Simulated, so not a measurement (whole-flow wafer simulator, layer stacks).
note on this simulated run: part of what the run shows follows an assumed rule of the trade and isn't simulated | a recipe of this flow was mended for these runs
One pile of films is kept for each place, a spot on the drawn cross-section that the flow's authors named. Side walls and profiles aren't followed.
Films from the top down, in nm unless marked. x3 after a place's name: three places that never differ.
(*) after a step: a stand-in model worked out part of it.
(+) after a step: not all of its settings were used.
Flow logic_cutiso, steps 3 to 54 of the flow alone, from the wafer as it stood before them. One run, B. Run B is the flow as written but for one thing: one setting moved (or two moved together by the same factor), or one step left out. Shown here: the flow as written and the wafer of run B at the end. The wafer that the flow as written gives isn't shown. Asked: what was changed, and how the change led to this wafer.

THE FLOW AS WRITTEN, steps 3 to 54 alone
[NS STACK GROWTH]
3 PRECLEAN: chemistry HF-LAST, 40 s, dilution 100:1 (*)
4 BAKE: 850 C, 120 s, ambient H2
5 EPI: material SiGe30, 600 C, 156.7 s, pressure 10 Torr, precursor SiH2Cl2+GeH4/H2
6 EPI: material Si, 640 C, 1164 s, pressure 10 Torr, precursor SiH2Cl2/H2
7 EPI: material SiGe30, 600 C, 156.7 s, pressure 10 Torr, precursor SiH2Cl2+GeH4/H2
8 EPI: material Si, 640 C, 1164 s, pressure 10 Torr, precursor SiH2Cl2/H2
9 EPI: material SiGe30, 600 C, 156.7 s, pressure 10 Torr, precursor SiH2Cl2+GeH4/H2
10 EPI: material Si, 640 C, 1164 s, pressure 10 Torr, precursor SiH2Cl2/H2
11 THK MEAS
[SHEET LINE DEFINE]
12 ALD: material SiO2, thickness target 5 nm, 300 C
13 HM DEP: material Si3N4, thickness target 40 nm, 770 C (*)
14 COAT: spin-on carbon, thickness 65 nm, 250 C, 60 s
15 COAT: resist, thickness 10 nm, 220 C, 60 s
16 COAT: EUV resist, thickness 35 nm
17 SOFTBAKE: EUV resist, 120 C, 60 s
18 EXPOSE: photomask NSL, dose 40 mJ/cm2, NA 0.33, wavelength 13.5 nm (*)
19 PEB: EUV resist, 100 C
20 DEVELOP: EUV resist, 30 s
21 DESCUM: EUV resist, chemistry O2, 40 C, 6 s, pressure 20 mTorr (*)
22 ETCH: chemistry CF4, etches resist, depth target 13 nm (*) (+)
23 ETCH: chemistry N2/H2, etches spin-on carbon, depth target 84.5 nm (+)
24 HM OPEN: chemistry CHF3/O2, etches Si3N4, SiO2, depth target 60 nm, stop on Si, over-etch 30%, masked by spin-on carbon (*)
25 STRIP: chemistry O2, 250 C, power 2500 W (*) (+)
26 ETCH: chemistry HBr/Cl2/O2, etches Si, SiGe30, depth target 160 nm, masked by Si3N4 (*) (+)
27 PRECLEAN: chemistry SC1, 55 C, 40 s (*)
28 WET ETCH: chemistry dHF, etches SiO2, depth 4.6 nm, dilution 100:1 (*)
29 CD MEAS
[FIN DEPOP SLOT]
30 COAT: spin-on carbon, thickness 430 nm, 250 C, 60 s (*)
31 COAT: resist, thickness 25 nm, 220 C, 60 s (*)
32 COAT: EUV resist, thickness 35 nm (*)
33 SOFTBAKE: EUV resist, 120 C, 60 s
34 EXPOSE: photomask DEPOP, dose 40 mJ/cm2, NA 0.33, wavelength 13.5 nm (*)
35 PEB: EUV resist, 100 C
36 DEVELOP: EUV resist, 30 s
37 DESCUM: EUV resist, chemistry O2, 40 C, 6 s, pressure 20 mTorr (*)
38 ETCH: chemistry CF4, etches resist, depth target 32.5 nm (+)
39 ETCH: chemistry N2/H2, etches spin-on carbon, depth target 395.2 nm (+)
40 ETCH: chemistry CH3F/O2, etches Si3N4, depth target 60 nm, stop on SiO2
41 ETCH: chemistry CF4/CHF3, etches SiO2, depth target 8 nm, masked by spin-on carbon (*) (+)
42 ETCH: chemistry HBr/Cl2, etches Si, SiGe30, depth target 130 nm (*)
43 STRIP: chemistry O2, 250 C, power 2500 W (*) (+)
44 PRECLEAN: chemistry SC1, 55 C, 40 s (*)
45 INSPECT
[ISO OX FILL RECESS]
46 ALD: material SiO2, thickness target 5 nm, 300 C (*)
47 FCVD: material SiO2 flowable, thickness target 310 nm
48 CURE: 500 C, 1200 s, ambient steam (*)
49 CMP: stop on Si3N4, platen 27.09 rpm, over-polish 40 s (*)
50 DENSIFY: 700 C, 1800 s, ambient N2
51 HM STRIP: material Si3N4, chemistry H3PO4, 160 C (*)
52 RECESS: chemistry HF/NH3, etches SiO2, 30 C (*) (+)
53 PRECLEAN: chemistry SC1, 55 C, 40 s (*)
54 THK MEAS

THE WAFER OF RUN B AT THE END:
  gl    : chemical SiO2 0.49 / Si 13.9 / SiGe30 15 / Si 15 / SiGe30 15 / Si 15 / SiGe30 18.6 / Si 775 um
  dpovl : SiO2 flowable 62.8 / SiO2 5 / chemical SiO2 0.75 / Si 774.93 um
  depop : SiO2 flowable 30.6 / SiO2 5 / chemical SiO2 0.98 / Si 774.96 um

The cause: step 5, EPI: 194.3 s was run, where the flow has 156.7 s.

How the change led to this, step by step:
  5 EPI: material SiGe30, 600 C, 156.7 s, pressure 10 Torr, precursor SiH2Cl2+GeH4/H2
      depop, dpovl, gfld and 19 more: SiGe30 +18.6 (new film) (as written it would be: SiGe30 +15 (new film))
  26 ETCH: chemistry HBr/Cl2/O2, etches Si, SiGe30, depth target 160 nm, masked by Si3N4 (*) (+)
      dpovl, gfld, gxf, iso, isow, lnri, nsgap: chemical SiO2 -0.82 (all of it), Si -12 (all of it), SiGe30 -15 (all of it), Si -15 (all of it), SiGe30 -15 (all of it), Si -15 (all of it), SiGe30 -18.6 (all of it), Si -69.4 (as written it would be: chemical SiO2 -0.82 (all of it), Si -12 (all of it), SiGe30 -15 (all of it), Si -15 (all of it), SiGe30 -15 (all of it), Si -15 (all of it), SiGe30 -15 (all of it), Si -73)
  42 ETCH: chemistry HBr/Cl2, etches Si, SiGe30, depth target 130 nm (*)
      depop: Si -13.8 (all of it), SiGe30 -15 (all of it), Si -15 (all of it), SiGe30 -15 (all of it), Si -15 (all of it), SiGe30 -18.6 (all of it), Si -37.6 (as written it would be: Si -13.8 (all of it), SiGe30 -15 (all of it), Si -15 (all of it), SiGe30 -15 (all of it), Si -15 (all of it), SiGe30 -15 (all of it), Si -41.2)
